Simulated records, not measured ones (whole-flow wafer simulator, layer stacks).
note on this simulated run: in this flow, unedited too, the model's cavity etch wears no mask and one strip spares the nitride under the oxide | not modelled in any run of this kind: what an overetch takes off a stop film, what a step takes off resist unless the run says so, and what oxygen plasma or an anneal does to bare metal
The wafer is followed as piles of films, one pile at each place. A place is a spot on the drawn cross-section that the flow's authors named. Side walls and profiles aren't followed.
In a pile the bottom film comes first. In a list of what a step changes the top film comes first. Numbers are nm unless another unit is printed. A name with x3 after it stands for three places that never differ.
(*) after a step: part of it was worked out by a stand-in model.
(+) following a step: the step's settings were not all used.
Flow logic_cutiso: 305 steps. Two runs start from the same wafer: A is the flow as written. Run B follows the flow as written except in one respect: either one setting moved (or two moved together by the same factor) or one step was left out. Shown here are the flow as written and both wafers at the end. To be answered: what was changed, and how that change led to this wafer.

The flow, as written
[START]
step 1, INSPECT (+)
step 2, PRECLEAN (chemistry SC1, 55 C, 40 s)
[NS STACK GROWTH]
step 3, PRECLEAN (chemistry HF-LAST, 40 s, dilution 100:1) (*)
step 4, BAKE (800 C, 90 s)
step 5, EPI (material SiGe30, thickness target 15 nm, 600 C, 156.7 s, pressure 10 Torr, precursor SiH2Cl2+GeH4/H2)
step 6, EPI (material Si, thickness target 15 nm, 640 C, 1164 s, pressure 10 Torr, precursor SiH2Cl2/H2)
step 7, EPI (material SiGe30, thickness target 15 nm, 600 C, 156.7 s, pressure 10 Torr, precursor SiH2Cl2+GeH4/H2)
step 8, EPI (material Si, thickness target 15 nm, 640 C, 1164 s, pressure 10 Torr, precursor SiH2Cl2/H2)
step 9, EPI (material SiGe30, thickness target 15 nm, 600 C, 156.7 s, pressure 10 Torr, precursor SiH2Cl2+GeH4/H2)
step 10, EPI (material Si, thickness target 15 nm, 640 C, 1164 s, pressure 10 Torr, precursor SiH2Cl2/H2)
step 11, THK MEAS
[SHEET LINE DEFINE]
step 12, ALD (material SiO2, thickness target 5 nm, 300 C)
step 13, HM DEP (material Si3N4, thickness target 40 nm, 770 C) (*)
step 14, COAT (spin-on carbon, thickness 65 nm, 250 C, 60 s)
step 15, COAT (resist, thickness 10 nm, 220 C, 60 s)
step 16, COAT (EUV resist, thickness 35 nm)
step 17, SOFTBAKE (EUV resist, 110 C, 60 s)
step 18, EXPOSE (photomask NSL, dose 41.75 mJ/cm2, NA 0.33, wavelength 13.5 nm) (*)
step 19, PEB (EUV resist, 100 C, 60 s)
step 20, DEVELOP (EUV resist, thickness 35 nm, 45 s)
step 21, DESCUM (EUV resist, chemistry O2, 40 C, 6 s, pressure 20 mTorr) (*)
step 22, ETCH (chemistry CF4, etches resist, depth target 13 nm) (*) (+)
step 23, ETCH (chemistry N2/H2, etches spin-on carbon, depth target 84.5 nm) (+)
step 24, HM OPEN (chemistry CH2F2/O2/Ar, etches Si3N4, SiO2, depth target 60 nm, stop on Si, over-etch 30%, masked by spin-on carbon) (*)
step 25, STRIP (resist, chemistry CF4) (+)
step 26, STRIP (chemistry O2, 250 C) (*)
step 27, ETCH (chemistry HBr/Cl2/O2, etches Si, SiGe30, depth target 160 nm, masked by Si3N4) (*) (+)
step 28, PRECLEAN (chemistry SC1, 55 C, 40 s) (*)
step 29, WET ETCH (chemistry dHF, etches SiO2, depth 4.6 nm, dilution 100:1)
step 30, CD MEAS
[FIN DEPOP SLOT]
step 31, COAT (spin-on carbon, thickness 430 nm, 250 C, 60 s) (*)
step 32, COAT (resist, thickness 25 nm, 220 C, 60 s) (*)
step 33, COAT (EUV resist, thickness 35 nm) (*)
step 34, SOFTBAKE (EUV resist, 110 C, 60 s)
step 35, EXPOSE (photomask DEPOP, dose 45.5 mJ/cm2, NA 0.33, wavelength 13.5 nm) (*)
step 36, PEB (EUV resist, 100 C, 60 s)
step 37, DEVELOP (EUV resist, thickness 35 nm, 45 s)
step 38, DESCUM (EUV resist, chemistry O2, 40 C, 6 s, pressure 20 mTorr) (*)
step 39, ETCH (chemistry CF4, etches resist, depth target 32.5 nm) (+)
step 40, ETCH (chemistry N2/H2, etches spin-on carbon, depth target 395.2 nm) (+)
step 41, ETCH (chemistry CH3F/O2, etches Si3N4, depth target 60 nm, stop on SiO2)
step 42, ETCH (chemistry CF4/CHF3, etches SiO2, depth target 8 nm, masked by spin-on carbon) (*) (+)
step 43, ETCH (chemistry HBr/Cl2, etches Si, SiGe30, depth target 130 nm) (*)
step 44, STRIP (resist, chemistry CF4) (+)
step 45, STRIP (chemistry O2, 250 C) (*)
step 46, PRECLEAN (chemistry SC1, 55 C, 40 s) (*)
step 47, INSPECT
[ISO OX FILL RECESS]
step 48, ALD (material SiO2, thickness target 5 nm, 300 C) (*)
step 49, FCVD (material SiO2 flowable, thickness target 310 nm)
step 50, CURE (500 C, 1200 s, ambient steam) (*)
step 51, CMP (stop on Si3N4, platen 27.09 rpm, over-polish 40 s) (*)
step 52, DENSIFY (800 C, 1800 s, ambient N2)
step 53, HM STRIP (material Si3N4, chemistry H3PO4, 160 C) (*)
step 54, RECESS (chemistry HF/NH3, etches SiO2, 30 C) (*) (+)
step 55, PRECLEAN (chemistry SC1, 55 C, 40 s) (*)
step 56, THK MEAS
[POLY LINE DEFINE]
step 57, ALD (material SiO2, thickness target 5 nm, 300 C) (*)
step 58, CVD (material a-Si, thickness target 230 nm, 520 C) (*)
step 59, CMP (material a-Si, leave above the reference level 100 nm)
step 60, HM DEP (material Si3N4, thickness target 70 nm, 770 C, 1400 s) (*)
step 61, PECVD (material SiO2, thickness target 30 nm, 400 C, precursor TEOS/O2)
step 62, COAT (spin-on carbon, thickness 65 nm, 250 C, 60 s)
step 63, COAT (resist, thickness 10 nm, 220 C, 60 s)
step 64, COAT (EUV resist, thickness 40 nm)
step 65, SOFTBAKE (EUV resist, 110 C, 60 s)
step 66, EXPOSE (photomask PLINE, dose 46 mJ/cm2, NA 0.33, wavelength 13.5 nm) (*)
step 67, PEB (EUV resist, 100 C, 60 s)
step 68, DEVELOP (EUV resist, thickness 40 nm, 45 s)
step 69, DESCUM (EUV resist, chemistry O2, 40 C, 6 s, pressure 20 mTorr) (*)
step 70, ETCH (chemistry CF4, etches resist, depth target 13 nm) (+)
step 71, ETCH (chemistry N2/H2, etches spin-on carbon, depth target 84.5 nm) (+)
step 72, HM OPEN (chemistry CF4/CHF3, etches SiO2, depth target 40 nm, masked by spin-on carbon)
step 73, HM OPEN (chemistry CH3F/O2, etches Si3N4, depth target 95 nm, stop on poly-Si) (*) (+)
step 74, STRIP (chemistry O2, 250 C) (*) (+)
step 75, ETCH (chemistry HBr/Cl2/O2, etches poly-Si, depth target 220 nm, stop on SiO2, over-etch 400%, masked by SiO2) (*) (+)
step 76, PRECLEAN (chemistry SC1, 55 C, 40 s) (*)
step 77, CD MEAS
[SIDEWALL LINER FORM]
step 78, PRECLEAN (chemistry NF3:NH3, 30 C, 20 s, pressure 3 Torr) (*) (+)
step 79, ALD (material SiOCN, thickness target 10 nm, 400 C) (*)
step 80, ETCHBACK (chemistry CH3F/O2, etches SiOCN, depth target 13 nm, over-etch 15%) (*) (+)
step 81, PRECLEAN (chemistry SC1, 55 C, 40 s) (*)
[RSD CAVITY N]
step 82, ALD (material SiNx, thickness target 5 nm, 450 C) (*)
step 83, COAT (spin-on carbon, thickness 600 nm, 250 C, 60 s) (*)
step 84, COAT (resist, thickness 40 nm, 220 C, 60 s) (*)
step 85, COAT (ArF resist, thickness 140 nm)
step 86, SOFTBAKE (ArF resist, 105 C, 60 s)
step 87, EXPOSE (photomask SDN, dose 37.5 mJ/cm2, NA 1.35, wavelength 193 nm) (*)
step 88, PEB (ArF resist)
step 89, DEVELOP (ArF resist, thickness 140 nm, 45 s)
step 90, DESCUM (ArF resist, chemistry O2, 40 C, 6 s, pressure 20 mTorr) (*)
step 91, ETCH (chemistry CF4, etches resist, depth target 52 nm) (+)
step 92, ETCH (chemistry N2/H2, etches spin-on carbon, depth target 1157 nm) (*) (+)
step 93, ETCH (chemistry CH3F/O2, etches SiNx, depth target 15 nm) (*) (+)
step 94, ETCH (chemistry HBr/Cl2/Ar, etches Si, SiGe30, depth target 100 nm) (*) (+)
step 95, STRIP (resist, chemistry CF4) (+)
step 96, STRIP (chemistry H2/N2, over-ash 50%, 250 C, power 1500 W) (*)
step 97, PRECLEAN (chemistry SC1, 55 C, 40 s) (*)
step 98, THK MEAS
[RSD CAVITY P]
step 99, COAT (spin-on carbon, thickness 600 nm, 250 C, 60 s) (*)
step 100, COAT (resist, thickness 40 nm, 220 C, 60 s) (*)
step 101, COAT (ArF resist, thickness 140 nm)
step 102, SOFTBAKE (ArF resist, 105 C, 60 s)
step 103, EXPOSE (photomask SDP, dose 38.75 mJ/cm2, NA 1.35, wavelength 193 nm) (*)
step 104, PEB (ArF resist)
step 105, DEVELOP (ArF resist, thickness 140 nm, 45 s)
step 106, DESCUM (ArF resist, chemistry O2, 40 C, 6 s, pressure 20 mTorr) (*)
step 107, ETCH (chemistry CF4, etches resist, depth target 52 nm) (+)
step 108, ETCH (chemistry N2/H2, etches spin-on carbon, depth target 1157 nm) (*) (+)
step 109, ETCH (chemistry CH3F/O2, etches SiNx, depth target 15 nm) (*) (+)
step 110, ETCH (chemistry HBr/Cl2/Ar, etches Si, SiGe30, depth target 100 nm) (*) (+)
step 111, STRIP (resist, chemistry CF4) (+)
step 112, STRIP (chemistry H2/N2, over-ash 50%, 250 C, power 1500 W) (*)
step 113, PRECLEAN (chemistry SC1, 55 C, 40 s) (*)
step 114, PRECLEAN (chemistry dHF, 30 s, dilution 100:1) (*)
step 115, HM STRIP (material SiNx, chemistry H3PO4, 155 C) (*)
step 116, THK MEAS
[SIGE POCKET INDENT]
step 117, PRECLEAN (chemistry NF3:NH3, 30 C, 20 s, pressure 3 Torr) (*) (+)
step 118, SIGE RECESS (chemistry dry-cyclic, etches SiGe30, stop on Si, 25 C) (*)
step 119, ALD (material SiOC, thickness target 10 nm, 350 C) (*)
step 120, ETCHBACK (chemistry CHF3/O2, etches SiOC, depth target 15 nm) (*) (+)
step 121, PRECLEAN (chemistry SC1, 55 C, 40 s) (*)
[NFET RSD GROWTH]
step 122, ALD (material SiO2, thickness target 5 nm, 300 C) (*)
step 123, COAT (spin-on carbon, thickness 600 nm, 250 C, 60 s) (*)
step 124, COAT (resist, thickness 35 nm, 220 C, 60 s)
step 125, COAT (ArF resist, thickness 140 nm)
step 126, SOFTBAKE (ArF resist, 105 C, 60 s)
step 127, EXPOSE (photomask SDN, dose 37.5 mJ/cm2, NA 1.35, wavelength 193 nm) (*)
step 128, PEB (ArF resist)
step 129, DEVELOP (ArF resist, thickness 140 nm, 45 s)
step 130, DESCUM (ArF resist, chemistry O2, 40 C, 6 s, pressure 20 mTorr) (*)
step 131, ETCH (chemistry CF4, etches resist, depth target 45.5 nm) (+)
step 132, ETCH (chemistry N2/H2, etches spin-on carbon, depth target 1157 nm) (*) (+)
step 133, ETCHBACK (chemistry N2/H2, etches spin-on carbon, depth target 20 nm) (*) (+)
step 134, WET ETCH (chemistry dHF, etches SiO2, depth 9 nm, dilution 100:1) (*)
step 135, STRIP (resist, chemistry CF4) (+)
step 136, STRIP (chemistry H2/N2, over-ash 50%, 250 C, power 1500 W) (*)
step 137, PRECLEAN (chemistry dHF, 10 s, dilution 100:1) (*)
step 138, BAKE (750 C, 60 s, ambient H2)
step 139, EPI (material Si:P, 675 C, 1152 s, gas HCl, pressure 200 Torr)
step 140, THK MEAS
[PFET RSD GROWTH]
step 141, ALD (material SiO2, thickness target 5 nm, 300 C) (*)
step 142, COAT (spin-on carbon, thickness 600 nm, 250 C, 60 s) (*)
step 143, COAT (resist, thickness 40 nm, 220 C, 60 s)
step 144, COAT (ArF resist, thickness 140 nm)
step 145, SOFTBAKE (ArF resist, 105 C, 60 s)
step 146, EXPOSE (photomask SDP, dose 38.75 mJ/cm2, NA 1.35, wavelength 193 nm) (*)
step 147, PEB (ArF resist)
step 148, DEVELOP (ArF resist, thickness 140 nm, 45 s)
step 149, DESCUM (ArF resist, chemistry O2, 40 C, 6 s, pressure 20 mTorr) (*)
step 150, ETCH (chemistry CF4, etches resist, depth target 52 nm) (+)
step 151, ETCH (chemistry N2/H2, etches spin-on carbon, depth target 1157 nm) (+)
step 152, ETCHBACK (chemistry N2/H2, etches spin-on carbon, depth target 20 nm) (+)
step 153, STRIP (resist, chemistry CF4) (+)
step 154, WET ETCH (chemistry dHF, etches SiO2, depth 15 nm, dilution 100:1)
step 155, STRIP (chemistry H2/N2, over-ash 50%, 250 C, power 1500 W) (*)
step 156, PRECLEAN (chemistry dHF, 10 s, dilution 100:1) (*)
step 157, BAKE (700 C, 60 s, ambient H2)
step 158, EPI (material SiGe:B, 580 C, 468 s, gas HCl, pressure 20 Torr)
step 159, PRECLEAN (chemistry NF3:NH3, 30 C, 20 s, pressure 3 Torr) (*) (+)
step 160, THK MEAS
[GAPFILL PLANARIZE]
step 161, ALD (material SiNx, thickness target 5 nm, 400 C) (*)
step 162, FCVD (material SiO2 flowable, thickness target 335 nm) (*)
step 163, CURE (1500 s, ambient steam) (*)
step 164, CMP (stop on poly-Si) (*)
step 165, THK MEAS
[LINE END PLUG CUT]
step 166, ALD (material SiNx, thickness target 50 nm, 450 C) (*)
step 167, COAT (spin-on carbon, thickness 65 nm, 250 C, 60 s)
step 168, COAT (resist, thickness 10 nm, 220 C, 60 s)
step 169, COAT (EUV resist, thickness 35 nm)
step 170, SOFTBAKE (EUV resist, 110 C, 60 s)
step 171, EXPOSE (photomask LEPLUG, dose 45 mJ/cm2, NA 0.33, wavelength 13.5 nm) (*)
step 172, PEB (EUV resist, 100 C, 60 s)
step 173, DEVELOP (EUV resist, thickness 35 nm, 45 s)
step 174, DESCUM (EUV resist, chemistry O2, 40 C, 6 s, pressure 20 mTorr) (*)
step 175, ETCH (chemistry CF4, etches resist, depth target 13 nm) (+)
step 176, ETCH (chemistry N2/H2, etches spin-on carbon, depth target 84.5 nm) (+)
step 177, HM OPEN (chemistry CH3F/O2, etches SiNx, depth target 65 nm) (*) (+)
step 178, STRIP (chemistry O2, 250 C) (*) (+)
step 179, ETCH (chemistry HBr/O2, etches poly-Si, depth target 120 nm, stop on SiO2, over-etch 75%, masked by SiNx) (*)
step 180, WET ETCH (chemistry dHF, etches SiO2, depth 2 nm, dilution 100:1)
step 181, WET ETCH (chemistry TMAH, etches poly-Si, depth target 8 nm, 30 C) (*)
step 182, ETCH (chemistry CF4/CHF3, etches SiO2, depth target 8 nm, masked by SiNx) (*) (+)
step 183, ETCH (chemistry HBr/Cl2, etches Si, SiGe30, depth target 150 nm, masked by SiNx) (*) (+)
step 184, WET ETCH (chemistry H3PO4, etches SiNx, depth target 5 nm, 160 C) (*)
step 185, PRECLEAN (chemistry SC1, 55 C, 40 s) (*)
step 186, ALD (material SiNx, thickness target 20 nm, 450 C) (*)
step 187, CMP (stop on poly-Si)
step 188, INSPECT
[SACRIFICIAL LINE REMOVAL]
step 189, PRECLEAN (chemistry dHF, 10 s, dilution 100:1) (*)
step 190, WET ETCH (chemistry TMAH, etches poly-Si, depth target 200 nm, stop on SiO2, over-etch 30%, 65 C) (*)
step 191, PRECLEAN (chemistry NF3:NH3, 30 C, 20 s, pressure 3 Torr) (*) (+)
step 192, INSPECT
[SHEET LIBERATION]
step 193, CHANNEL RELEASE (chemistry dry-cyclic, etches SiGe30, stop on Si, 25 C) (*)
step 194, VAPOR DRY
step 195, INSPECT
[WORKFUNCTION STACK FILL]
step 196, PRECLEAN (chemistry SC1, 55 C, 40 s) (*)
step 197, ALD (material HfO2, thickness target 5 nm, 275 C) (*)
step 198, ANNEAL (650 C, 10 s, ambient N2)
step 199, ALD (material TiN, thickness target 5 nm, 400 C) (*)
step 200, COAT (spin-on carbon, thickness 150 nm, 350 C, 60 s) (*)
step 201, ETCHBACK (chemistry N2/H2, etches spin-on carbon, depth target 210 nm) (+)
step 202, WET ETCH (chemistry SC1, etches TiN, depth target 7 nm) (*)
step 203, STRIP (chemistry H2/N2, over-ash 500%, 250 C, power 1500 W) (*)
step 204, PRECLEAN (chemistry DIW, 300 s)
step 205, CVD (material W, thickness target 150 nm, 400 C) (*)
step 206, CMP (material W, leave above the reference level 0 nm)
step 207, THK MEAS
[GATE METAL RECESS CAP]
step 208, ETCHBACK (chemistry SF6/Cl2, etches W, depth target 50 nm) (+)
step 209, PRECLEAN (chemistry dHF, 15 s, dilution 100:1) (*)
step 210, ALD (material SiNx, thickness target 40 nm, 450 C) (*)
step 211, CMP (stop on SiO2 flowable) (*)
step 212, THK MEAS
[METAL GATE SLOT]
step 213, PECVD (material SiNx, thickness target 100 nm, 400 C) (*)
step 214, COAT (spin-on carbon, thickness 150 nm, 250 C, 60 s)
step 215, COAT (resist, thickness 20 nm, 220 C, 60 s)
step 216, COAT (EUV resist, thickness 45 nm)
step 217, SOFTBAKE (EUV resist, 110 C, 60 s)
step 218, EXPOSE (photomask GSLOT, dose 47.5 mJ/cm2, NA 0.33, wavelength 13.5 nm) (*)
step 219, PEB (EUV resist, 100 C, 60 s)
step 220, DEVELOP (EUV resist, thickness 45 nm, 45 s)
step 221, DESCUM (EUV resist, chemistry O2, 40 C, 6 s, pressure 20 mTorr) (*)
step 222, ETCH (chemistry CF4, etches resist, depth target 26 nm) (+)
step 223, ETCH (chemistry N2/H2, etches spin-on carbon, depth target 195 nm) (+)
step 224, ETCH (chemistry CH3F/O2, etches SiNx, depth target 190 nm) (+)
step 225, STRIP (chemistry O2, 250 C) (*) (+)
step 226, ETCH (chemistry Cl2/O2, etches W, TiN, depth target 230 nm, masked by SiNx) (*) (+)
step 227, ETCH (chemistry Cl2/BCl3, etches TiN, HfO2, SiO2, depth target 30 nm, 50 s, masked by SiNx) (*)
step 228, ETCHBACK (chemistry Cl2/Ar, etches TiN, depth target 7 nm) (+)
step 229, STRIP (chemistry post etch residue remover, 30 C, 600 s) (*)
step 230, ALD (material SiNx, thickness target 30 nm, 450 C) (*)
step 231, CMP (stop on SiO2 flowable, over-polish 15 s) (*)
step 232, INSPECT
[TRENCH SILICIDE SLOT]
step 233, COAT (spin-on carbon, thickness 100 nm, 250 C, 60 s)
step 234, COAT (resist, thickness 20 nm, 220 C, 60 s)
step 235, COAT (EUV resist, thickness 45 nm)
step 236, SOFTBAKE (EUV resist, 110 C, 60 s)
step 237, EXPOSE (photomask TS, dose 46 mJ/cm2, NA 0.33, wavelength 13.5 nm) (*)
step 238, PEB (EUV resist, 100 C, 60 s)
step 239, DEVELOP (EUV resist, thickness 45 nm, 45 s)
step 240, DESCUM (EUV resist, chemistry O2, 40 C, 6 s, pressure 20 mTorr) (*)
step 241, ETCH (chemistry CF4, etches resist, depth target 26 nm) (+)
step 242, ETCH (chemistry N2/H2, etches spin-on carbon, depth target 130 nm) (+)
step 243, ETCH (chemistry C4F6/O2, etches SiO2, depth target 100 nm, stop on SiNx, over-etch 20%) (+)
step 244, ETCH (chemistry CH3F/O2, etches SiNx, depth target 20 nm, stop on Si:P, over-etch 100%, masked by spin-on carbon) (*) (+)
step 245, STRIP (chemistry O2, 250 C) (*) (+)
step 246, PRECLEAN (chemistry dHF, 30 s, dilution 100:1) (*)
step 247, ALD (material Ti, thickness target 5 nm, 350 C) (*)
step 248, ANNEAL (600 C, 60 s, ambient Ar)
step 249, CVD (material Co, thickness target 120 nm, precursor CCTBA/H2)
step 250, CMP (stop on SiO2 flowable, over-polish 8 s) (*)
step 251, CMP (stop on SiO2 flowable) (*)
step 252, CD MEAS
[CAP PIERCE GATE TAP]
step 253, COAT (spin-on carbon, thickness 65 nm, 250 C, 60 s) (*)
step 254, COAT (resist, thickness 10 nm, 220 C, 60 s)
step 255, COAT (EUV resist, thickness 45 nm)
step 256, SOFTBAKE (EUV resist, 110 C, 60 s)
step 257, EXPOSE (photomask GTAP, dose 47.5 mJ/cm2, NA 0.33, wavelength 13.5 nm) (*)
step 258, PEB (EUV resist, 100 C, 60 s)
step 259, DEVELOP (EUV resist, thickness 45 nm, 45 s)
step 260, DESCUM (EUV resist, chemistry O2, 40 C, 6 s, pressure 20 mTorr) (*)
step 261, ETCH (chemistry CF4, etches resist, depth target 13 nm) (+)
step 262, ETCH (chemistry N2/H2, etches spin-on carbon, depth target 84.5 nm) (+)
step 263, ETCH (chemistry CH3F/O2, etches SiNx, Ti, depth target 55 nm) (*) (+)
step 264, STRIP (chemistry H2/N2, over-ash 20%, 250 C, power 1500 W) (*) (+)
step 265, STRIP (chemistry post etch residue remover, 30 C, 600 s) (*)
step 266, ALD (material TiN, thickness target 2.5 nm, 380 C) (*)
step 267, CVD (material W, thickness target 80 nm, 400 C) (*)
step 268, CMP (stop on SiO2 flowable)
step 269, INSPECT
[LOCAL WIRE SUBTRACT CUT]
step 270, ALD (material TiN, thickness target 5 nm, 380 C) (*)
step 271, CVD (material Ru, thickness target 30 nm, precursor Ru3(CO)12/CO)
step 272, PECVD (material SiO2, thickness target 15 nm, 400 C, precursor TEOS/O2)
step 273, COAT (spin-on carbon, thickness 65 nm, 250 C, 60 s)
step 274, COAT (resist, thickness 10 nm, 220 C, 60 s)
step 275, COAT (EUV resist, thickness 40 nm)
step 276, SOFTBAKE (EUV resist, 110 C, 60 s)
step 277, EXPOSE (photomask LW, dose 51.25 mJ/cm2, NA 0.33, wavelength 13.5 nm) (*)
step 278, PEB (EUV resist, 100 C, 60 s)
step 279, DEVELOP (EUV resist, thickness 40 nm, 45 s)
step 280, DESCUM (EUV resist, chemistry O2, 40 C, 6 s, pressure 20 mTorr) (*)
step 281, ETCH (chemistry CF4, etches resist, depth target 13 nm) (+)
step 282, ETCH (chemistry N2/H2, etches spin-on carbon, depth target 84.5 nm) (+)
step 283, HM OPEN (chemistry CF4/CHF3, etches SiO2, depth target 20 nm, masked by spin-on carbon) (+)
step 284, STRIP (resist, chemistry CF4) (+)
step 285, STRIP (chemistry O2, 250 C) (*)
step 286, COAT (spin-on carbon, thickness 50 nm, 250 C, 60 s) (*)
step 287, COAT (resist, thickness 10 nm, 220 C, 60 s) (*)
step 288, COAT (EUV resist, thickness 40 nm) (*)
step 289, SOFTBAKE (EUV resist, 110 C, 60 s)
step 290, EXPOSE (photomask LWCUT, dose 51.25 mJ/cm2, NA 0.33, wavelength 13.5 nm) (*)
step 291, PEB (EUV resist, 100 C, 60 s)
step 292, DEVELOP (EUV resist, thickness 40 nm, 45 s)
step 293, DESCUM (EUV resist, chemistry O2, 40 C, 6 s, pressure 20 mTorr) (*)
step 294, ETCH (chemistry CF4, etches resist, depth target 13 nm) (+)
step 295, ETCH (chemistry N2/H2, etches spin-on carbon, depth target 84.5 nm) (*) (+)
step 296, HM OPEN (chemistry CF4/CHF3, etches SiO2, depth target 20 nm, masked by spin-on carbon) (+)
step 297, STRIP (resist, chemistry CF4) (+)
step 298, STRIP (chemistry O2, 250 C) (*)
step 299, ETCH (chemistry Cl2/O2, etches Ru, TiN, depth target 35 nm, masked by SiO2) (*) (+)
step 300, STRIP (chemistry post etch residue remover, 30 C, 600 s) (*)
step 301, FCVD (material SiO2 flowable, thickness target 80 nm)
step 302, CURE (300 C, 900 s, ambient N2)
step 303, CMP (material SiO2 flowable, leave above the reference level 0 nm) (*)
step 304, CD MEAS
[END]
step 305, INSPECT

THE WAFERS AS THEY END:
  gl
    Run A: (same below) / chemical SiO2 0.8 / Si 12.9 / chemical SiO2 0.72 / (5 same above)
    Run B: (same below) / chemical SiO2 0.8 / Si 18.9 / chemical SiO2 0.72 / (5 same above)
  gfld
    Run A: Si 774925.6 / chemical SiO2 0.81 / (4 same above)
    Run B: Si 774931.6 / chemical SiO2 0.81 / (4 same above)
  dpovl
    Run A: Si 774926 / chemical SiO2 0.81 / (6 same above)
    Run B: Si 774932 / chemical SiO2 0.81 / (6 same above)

The reason: step 10, EPI: 1630 s was run, whereas the flow has 1164 s.

The path from the change to this, step by step:
  step 10, EPI (material Si, thickness target 15 nm, 640 C, 1164 s, pressure 10 Torr, precursor SiH2Cl2/H2)
      depop, dpovl, gfld and 19 more: A Si gains 15 (new film) | B Si gains 21 (new film)
  step 27, ETCH (chemistry HBr/Cl2/O2, etches Si, SiGe30, depth target 160 nm, masked by Si3N4) (*) (+)
      gfld, gxf, iso, lnri: A chemical SiO2 loses 0.79 (all of it), Si loses 11.4 (all of it), SiGe30 loses 15 (all of it), Si loses 15 (all of it), SiGe30 loses 15 (all of it), Si loses 15 (all of it), SiGe30 loses 15 (all of it), Si loses 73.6 | B chemical SiO2 loses 0.79 (all of it), Si loses 17.4 (all of it), SiGe30 loses 15 (all of it), Si loses 15 (all of it), SiGe30 loses 15 (all of it), Si loses 15 (all of it), SiGe30 loses 15 (all of it), Si loses 67.6
      dpovl, nsgap: A chemical SiO2 loses 0.79 (all of it), Si loses 11.8 (all of it), SiGe30 loses 15 (all of it), Si loses 15 (all of it), SiGe30 loses 15 (all of it), Si loses 15 (all of it), SiGe30 loses 15 (all of it), Si loses 73.2 | B chemical SiO2 loses 0.79 (all of it), Si loses 17.8 (all of it), SiGe30 loses 15 (all of it), Si loses 15 (all of it), SiGe30 loses 15 (all of it), Si loses 15 (all of it), SiGe30 loses 15 (all of it), Si loses 67.2
      (also at 1 further place)
  step 43, ETCH (chemistry HBr/Cl2, etches Si, SiGe30, depth target 130 nm) (*)
      depop: A Si loses 14 (all of it), SiGe30 loses 15 (all of it), Si loses 15 (all of it), SiGe30 loses 15 (all of it), Si loses 15 (all of it), SiGe30 loses 15 (all of it), Si loses 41 | B Si loses 20 (all of it), SiGe30 loses 15 (all of it), Si loses 15 (all of it), SiGe30 loses 15 (all of it), Si loses 15 (all of it), SiGe30 loses 15 (all of it), Si loses 35
  step 94, ETCH (chemistry HBr/Cl2/Ar, etches Si, SiGe30, depth target 100 nm) (*) (+)
      rsdn, rsdx: A chemical SiO2 loses 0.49 (all of it), Si loses 12.8 (all of it), SiGe30 loses 15 (all of it), Si loses 15 (all of it), SiGe30 loses 15 (all of it), Si loses 15 (all of it), SiGe30 loses 15 (all of it), Si loses 12.2 | B chemical SiO2 loses 0.49 (all of it), Si loses 18.8 (all of it), SiGe30 loses 15 (all of it), Si loses 15 (all of it), SiGe30 loses 15 (all of it), Si loses 15 (all of it), SiGe30 loses 15 (all of it), Si loses 6.16
  step 110, ETCH (chemistry HBr/Cl2/Ar, etches Si, SiGe30, depth target 100 nm) (*) (+)
      rsdp, rsdw: A chemical SiO2 loses 0.49 (all of it), Si loses 12.8 (all of it), SiGe30 loses 15 (all of it), Si loses 15 (all of it), SiGe30 loses 15 (all of it), Si loses 15 (all of it), SiGe30 loses 15 (all of it), Si loses 12.2 | B chemical SiO2 loses 0.49 (all of it), Si loses 18.8 (all of it), SiGe30 loses 15 (all of it), Si loses 15 (all of it), SiGe30 loses 15 (all of it), Si loses 15 (all of it), SiGe30 loses 15 (all of it), Si loses 6.16
  step 183, ETCH (chemistry HBr/Cl2, etches Si, SiGe30, depth target 150 nm, masked by SiNx) (*) (+)
      plug: A Si loses 13.6 (all of it), SiGe30 loses 15 (all of it), Si loses 15 (all of it), SiGe30 loses 15 (all of it), Si loses 15 (all of it), SiGe30 loses 15 (all of it), Si loses 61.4 | B Si loses 19.6 (all of it), SiGe30 loses 15 (all of it), Si loses 15 (all of it), SiGe30 loses 15 (all of it), Si loses 15 (all of it), SiGe30 loses 15 (all of it), Si loses 55.4
